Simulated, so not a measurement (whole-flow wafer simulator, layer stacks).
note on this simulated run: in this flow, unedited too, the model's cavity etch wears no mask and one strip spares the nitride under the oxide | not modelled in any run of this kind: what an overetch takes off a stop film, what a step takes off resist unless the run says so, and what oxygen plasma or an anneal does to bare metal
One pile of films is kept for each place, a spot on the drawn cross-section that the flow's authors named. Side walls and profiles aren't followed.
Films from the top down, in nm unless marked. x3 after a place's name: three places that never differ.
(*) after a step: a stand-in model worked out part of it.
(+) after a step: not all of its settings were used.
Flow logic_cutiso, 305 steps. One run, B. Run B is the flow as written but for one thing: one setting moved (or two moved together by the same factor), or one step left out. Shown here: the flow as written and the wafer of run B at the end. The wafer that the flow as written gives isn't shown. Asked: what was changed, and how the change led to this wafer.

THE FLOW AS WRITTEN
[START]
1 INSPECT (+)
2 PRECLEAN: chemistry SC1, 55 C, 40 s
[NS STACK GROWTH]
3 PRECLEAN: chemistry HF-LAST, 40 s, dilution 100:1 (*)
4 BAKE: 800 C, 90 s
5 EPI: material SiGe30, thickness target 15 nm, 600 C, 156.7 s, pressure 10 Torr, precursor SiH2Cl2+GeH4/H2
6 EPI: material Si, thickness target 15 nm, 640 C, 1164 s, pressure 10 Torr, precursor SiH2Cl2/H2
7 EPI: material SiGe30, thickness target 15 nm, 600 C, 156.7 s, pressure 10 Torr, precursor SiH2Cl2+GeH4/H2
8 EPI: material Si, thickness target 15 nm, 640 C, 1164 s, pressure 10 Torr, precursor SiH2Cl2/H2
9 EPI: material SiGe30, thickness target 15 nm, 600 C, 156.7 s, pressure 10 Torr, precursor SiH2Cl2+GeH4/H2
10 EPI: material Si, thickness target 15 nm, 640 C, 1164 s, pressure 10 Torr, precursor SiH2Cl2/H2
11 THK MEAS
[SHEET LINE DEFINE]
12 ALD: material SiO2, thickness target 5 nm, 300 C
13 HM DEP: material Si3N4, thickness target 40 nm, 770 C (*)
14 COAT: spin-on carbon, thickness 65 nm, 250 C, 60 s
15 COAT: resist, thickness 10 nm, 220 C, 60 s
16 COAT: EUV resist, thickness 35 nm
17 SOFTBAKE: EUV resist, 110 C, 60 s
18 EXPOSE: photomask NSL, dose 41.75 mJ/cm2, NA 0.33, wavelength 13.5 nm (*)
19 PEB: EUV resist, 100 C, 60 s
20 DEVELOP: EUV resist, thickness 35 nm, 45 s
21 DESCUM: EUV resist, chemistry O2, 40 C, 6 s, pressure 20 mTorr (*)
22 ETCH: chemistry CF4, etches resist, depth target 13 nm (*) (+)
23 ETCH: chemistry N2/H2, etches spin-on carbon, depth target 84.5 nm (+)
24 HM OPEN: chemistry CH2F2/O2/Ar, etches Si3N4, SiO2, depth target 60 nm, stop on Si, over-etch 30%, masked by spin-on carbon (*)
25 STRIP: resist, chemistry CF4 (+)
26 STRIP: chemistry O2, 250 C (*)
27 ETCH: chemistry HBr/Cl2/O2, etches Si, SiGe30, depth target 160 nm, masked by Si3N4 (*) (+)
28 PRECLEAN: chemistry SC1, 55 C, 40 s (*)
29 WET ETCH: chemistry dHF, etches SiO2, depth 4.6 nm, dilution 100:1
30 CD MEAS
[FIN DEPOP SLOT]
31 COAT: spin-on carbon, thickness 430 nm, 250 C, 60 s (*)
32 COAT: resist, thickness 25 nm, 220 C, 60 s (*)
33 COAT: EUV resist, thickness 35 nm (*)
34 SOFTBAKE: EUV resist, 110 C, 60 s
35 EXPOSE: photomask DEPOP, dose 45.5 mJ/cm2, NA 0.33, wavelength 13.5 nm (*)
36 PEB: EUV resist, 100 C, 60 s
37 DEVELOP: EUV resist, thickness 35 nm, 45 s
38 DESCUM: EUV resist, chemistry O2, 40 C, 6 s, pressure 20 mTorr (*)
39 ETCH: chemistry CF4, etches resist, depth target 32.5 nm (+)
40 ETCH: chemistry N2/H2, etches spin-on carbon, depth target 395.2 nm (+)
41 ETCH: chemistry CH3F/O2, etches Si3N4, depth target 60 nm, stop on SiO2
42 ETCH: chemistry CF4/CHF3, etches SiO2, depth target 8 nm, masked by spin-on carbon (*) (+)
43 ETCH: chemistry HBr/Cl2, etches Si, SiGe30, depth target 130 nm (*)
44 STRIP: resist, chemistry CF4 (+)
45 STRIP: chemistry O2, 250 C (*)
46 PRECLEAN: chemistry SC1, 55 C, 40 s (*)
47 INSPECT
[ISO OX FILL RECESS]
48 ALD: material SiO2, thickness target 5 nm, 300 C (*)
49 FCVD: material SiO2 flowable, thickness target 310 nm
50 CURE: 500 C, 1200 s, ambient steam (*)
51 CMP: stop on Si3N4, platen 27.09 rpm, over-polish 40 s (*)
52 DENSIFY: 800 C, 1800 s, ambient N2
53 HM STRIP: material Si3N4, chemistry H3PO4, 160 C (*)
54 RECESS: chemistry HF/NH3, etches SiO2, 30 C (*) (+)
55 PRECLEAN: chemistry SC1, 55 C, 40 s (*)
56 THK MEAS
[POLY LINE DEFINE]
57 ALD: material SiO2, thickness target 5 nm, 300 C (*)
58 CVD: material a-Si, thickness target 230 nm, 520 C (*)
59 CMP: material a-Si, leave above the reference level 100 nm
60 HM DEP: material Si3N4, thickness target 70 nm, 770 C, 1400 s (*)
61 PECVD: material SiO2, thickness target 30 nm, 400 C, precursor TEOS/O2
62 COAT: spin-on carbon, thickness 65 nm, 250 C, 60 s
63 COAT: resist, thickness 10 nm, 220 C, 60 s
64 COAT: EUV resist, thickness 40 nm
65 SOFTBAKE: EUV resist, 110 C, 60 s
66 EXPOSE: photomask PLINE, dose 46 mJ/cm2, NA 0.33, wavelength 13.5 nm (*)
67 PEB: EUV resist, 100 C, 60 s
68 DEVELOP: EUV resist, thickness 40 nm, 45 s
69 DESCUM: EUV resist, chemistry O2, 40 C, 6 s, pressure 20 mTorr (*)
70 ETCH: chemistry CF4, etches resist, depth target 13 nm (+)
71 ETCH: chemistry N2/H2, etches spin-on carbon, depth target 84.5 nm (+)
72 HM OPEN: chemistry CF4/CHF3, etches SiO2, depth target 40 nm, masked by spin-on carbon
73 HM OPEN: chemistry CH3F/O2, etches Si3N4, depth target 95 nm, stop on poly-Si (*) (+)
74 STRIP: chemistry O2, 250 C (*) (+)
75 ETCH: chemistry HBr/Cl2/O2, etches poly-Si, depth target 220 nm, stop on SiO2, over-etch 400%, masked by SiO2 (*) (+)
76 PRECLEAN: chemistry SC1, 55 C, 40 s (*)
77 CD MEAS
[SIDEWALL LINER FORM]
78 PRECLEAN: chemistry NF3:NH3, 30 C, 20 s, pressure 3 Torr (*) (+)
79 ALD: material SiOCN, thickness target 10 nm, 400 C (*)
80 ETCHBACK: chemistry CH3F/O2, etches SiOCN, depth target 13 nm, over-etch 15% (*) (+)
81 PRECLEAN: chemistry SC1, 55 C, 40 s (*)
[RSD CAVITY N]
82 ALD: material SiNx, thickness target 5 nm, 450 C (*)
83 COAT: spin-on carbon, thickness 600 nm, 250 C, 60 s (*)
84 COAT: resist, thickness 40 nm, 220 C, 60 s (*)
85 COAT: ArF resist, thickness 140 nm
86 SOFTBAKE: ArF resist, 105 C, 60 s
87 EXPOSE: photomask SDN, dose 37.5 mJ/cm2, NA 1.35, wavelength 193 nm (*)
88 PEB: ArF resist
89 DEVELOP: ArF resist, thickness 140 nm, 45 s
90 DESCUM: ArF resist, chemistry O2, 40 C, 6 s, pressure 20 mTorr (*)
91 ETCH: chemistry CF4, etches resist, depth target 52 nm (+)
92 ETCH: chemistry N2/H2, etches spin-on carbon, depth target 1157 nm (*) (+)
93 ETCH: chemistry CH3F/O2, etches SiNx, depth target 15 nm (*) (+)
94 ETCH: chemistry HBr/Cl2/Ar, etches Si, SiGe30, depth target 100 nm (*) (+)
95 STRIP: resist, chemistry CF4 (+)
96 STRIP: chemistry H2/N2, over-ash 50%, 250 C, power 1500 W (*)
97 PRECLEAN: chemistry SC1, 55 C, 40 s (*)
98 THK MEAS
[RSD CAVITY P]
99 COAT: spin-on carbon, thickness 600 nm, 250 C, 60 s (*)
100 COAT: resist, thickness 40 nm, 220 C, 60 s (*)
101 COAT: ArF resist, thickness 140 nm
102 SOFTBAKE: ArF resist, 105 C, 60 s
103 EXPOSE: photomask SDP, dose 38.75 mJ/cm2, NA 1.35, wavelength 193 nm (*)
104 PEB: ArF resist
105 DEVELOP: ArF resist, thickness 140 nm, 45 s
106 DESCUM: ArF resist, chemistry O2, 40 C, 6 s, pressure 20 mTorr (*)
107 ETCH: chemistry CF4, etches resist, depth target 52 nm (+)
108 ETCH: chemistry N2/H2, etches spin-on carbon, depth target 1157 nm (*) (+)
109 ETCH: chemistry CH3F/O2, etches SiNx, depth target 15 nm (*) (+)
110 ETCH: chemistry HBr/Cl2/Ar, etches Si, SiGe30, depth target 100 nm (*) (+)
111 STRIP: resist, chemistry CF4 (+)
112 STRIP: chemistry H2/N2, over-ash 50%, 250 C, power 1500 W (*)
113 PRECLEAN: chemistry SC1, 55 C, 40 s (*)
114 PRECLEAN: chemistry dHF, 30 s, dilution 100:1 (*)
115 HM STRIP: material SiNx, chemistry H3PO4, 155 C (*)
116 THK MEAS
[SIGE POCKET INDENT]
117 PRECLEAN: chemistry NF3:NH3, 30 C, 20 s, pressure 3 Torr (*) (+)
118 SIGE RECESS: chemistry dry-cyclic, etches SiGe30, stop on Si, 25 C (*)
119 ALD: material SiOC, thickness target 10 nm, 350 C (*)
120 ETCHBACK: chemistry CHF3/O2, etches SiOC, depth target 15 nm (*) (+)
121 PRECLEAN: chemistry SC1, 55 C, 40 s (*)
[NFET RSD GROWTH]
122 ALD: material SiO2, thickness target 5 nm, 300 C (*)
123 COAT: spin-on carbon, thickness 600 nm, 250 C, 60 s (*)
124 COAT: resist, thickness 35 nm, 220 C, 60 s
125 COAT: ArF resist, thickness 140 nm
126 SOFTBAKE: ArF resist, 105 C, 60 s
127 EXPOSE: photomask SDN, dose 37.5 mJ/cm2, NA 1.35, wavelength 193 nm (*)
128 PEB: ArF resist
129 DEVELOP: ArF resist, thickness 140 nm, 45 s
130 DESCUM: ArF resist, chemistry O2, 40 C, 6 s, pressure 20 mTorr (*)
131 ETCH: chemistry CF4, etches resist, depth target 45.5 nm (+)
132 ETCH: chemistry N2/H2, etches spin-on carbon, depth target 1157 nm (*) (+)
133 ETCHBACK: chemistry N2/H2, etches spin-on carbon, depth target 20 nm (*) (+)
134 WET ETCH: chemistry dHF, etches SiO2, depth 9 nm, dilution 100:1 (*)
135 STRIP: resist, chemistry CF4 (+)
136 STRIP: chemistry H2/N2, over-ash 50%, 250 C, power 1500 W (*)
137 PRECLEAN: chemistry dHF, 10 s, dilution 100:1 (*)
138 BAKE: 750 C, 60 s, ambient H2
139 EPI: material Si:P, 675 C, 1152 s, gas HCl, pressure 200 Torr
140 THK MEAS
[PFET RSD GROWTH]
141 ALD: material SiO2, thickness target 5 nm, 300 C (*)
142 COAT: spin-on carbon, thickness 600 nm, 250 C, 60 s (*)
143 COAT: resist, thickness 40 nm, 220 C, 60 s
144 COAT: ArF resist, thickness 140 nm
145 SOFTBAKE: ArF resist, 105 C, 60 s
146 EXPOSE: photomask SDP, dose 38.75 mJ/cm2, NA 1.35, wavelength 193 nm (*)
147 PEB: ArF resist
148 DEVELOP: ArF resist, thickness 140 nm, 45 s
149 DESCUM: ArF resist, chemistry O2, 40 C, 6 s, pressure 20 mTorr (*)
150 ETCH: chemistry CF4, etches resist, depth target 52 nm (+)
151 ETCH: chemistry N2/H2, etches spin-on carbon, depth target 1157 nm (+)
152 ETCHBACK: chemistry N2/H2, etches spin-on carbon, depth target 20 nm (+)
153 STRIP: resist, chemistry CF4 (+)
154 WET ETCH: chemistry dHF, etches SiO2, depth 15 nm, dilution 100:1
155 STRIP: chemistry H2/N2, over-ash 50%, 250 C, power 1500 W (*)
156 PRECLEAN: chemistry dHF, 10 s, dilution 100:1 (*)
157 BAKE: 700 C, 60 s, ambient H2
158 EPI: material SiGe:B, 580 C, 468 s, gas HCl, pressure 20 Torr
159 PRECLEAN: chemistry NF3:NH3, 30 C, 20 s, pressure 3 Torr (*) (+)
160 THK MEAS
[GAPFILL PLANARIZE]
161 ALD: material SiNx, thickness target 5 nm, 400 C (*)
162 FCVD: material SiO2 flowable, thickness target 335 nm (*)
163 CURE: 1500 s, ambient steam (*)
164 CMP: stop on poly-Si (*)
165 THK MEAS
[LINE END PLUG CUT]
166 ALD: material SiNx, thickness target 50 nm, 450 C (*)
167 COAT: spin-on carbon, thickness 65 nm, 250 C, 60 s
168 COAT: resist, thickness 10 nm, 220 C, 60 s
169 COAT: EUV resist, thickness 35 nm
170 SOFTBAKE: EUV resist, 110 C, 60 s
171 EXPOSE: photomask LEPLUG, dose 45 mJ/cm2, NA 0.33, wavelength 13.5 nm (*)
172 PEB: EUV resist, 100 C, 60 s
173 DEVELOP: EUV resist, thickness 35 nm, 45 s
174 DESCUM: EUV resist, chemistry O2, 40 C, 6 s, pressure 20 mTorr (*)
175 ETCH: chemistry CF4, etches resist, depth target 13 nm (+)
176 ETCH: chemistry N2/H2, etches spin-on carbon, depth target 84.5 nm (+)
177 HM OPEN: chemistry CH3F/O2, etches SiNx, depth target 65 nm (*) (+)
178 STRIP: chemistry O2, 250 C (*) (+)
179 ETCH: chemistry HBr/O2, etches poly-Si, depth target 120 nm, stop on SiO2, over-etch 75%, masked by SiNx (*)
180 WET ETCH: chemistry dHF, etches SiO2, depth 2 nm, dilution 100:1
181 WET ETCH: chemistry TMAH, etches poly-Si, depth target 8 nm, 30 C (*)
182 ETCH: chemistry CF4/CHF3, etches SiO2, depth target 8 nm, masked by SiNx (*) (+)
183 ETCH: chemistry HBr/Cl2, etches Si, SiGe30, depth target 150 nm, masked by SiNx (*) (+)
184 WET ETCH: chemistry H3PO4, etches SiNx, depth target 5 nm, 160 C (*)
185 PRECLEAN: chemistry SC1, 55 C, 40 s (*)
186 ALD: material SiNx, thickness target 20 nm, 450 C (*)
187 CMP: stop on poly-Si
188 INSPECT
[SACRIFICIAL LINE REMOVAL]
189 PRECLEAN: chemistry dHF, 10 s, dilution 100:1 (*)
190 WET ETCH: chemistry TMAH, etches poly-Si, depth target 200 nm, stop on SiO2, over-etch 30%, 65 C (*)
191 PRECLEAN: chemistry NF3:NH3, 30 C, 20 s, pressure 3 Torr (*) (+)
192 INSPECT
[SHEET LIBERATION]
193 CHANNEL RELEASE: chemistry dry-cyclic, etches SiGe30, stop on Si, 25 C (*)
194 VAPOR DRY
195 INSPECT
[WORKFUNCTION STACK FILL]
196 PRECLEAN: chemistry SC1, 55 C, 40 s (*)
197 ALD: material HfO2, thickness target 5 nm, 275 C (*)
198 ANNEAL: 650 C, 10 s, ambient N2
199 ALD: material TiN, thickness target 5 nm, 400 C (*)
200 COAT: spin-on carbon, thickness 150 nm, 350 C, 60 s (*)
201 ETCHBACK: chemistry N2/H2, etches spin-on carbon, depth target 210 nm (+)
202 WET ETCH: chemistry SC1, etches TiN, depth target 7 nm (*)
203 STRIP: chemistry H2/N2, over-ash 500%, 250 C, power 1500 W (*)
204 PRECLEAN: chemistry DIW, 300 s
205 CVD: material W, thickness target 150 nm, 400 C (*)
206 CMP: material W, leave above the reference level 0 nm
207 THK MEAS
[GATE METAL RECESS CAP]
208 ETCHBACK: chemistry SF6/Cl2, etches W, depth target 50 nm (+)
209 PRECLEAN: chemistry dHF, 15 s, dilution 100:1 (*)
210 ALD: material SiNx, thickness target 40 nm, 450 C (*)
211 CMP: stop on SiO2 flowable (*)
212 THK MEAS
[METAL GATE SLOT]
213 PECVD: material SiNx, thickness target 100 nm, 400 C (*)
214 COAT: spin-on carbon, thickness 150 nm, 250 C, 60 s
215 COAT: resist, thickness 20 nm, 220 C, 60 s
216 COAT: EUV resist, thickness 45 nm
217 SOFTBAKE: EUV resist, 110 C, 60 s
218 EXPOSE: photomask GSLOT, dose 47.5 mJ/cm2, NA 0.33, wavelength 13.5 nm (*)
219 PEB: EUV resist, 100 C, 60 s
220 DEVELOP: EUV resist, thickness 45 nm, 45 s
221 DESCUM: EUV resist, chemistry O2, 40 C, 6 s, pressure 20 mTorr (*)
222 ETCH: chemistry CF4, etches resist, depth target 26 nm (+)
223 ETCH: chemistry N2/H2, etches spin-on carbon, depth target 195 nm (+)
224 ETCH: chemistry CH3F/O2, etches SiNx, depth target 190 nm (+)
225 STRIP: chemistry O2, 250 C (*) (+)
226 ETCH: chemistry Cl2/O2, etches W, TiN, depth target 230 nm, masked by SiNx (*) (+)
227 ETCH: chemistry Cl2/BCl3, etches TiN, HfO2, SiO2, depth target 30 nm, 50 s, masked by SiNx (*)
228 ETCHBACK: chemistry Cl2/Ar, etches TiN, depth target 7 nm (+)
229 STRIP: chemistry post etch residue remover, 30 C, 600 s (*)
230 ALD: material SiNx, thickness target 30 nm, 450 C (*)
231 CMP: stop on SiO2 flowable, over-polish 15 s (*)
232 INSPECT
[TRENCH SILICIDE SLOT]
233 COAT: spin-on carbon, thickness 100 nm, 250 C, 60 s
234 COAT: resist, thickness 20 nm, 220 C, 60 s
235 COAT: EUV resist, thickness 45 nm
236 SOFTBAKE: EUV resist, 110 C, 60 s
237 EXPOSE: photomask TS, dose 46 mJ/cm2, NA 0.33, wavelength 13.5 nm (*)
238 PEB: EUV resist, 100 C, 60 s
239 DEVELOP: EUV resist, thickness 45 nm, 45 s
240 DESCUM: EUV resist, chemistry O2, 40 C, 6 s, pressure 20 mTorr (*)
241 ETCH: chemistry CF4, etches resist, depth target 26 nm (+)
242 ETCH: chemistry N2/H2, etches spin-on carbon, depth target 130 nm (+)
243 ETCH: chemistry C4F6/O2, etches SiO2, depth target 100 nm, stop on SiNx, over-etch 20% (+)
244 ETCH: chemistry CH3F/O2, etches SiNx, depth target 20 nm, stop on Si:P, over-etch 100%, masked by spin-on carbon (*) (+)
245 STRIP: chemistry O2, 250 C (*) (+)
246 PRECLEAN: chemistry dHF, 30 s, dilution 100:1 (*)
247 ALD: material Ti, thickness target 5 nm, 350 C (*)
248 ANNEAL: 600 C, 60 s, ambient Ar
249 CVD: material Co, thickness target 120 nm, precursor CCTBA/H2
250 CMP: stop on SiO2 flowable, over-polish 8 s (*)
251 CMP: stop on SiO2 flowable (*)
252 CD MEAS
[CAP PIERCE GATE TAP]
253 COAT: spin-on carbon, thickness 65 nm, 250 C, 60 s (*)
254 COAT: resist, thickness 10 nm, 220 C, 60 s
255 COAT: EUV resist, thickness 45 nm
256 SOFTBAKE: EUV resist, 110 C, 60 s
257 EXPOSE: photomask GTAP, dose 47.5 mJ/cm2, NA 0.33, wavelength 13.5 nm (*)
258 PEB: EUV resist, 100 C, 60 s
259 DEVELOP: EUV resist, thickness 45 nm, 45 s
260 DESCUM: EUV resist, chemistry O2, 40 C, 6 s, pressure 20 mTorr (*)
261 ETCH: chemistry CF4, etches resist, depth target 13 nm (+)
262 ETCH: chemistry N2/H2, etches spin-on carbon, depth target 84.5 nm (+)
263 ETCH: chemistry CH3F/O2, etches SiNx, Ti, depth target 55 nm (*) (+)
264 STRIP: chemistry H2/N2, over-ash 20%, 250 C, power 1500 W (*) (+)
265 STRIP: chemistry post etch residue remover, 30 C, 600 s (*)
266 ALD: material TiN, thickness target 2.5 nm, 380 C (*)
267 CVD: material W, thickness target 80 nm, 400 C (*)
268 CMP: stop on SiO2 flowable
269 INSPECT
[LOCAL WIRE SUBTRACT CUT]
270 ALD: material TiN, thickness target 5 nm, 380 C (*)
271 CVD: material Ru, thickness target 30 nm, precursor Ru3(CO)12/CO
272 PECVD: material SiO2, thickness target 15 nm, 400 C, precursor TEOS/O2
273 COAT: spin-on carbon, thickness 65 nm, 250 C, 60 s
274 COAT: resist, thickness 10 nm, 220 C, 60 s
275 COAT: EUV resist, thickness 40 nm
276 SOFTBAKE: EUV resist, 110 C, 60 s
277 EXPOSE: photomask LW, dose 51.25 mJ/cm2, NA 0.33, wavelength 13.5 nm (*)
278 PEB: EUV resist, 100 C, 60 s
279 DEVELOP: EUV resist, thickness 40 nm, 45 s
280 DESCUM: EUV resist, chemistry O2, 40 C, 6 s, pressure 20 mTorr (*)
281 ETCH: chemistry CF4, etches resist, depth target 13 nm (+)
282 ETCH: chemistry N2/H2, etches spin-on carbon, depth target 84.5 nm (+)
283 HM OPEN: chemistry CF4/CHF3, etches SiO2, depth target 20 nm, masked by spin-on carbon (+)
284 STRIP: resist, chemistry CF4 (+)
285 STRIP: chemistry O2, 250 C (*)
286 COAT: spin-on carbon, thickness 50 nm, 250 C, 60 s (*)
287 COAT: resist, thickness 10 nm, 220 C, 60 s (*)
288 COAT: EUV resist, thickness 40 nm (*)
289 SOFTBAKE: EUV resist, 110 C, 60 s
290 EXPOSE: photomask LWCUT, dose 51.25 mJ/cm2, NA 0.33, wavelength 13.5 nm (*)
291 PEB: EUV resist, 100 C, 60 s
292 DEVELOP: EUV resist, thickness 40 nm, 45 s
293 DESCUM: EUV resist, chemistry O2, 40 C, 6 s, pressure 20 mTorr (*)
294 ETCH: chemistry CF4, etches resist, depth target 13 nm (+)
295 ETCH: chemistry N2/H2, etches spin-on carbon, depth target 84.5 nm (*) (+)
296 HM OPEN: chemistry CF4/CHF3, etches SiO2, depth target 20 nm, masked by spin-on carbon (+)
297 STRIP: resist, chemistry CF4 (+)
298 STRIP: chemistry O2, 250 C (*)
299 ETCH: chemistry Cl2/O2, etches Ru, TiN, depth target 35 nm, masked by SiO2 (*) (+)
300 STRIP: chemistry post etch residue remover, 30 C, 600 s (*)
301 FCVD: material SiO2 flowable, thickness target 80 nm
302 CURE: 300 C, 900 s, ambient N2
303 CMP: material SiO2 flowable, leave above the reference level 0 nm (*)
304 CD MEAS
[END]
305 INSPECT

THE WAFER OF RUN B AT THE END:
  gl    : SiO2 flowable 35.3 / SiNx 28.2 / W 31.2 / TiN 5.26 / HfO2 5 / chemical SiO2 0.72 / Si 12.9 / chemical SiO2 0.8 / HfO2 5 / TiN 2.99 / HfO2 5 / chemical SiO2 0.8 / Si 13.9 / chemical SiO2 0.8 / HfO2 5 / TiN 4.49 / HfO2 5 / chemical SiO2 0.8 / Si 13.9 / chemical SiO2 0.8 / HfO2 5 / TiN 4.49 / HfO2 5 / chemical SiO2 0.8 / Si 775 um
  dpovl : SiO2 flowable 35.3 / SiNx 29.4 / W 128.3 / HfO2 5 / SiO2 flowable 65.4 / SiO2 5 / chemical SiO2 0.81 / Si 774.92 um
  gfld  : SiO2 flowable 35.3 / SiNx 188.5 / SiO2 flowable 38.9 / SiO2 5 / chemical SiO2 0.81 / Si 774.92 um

The cause: step 9, EPI: 141 s was run, where the flow has 156.7 s.

How the change led to this, step by step:
  9 EPI: material SiGe30, thickness target 15 nm, 600 C, 156.7 s, pressure 10 Torr, precursor SiH2Cl2+GeH4/H2
      depop, dpovl, gfld and 19 more: SiGe30 +13.5 (new film) (as written it would be: SiGe30 +15 (new film))
  27 ETCH: chemistry HBr/Cl2/O2, etches Si, SiGe30, depth target 160 nm, masked by Si3N4 (*) (+)
      gfld, gxf, iso, lnri: chemical SiO2 -0.79 (all of it), Si -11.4 (all of it), SiGe30 -13.5 (all of it), Si -15 (all of it), SiGe30 -15 (all of it), Si -15 (all of it), SiGe30 -15 (all of it), Si -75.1 (as written it would be: chemical SiO2 -0.79 (all of it), Si -11.4 (all of it), SiGe30 -15 (all of it), Si -15 (all of it), SiGe30 -15 (all of it), Si -15 (all of it), SiGe30 -15 (all of it), Si -73.6)
      dpovl, nsgap: chemical SiO2 -0.79 (all of it), Si -11.8 (all of it), SiGe30 -13.5 (all of it), Si -15 (all of it), SiGe30 -15 (all of it), Si -15 (all of it), SiGe30 -15 (all of it), Si -74.7 (as written it would be: chemical SiO2 -0.79 (all of it), Si -11.8 (all of it), SiGe30 -15 (all of it), Si -15 (all of it), SiGe30 -15 (all of it), Si -15 (all of it), SiGe30 -15 (all of it), Si -73.2)
      (and at 1 more place)
  43 ETCH: chemistry HBr/Cl2, etches Si, SiGe30, depth target 130 nm (*)
      depop: Si -14 (all of it), SiGe30 -13.5 (all of it), Si -15 (all of it), SiGe30 -15 (all of it), Si -15 (all of it), SiGe30 -15 (all of it), Si -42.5 (as written it would be: Si -14 (all of it), SiGe30 -15 (all of it), Si -15 (all of it), SiGe30 -15 (all of it), Si -15 (all of it), SiGe30 -15 (all of it), Si -41)
  94 ETCH: chemistry HBr/Cl2/Ar, etches Si, SiGe30, depth target 100 nm (*) (+)
      rsdn, rsdx: chemical SiO2 -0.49 (all of it), Si -12.8 (all of it), SiGe30 -13.5 (all of it), Si -15 (all of it), SiGe30 -15 (all of it), Si -15 (all of it), SiGe30 -15 (all of it), Si -13.7 (as written it would be: chemical SiO2 -0.49 (all of it), Si -12.8 (all of it), SiGe30 -15 (all of it), Si -15 (all of it), SiGe30 -15 (all of it), Si -15 (all of it), SiGe30 -15 (all of it), Si -12.2)
  110 ETCH: chemistry HBr/Cl2/Ar, etches Si, SiGe30, depth target 100 nm (*) (+)
      rsdp, rsdw: chemical SiO2 -0.49 (all of it), Si -12.8 (all of it), SiGe30 -13.5 (all of it), Si -15 (all of it), SiGe30 -15 (all of it), Si -15 (all of it), SiGe30 -15 (all of it), Si -13.7 (as written it would be: chemical SiO2 -0.49 (all of it), Si -12.8 (all of it), SiGe30 -15 (all of it), Si -15 (all of it), SiGe30 -15 (all of it), Si -15 (all of it), SiGe30 -15 (all of it), Si -12.2)
  118 SIGE RECESS: chemistry dry-cyclic, etches SiGe30, stop on Si, 25 C (*)
      lnr, lnrp, lnrt: SiOCN -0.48, Si -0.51, cavity +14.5 (new film), SiGe30 -13.5 (all of it), Si -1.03, cavity +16 (new film), SiGe30 -15 (all of it), Si -1.03, cavity +16 (new film), SiGe30 -15 (all of it), Si -0.51 (as written it would be: SiOCN -0.48, Si -0.51, cavity +16 (new film), SiGe30 -15 (all of it), Si -1.03, cavity +16 (new film), SiGe30 -15 (all of it), Si -1.03, cavity +16 (new film), SiGe30 -15 (all of it), Si -0.51)
  119 ALD: material SiOC, thickness target 10 nm, 350 C (*)
      lnr, lnrp, lnrt: SiOC +10 (new film), SiOC +14.5 (new film), cavity -14.5 (all of it), SiOC +16 (new film), cavity -16 (all of it), SiOC +16 (new film), cavity -16 (all of it) (as written it would be: SiOC +10 (new film), SiOC +16 (new film), cavity -16 (all of it), SiOC +16 (new film), cavity -16 (all of it), SiOC +16 (new film), cavity -16 (all of it))
  183 ETCH: chemistry HBr/Cl2, etches Si, SiGe30, depth target 150 nm, masked by SiNx (*) (+)
      plug: Si -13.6 (all of it), SiGe30 -13.5 (all of it), Si -15 (all of it), SiGe30 -15 (all of it), Si -15 (all of it), SiGe30 -15 (all of it), Si -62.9 (as written it would be: Si -13.6 (all of it), SiGe30 -15 (all of it), Si -15 (all of it), SiGe30 -15 (all of it), Si -15 (all of it), SiGe30 -15 (all of it), Si -61.4)
  193 CHANNEL RELEASE: chemistry dry-cyclic, etches SiGe30, stop on Si, 25 C (*)
      gl, glp, gxn, gxp, ns, tap: chemical SiO2 +0.8 (new film), Si -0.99, chemical SiO2 +0.8 (new film), cavity +13 (new film), chemical SiO2 +0.8 (new film), SiGe30 -13.5 (all of it), Si -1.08, chemical SiO2 +0.8 (new film), cavity +14.5 (new film), chemical SiO2 +0.8 (new film), SiGe30 -15 (all of it), Si -1.08, chemical SiO2 +0.8 (new film), cavity +14.5 (new film), chemical SiO2 +0.8 (new film), SiGe30 -15 (all of it), Si -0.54 (as written it would be: chemical SiO2 +0.8 (new film), Si -0.99, chemical SiO2 +0.8 (new film), cavity +14.5 (new film), chemical SiO2 +0.8 (new film), SiGe30 -15 (all of it), Si -1.08, chemical SiO2 +0.8 (new film), cavity +14.5 (new film), chemical SiO2 +0.8 (new film), SiGe30 -15 (all of it), Si -1.08, chemical SiO2 +0.8 (new film), cavity +14.5 (new film), chemical SiO2 +0.8 (new film), SiGe30 -15 (all of it), Si -0.54)
  199 ALD: material TiN, thickness target 5 nm, 400 C (*)
      gl, glp, tap: TiN +5.26 (new film), TiN +2.99 (new film), cavity -2.99 (all of it), TiN +4.49 (new film), cavity -4.49 (all of it), TiN +4.49 (new film), cavity -4.49 (all of it) (as written it would be: TiN +5.26 (new film), TiN +4.49 (new film), cavity -4.49 (all of it), TiN +4.49 (new film), cavity -4.49 (all of it), TiN +4.49 (new film), cavity -4.49 (all of it))
      gxn, gxp, ns: TiN +5 (new film), TiN +2.99 (new film), cavity -2.99 (all of it), TiN +4.49 (new film), cavity -4.49 (all of it), TiN +4.49 (new film), cavity -4.49 (all of it) (as written it would be: TiN +5 (new film), TiN +4.49 (new film), cavity -4.49 (all of it), TiN +4.49 (new film), cavity -4.49 (all of it), TiN +4.49 (new film), cavity -4.49 (all of it))
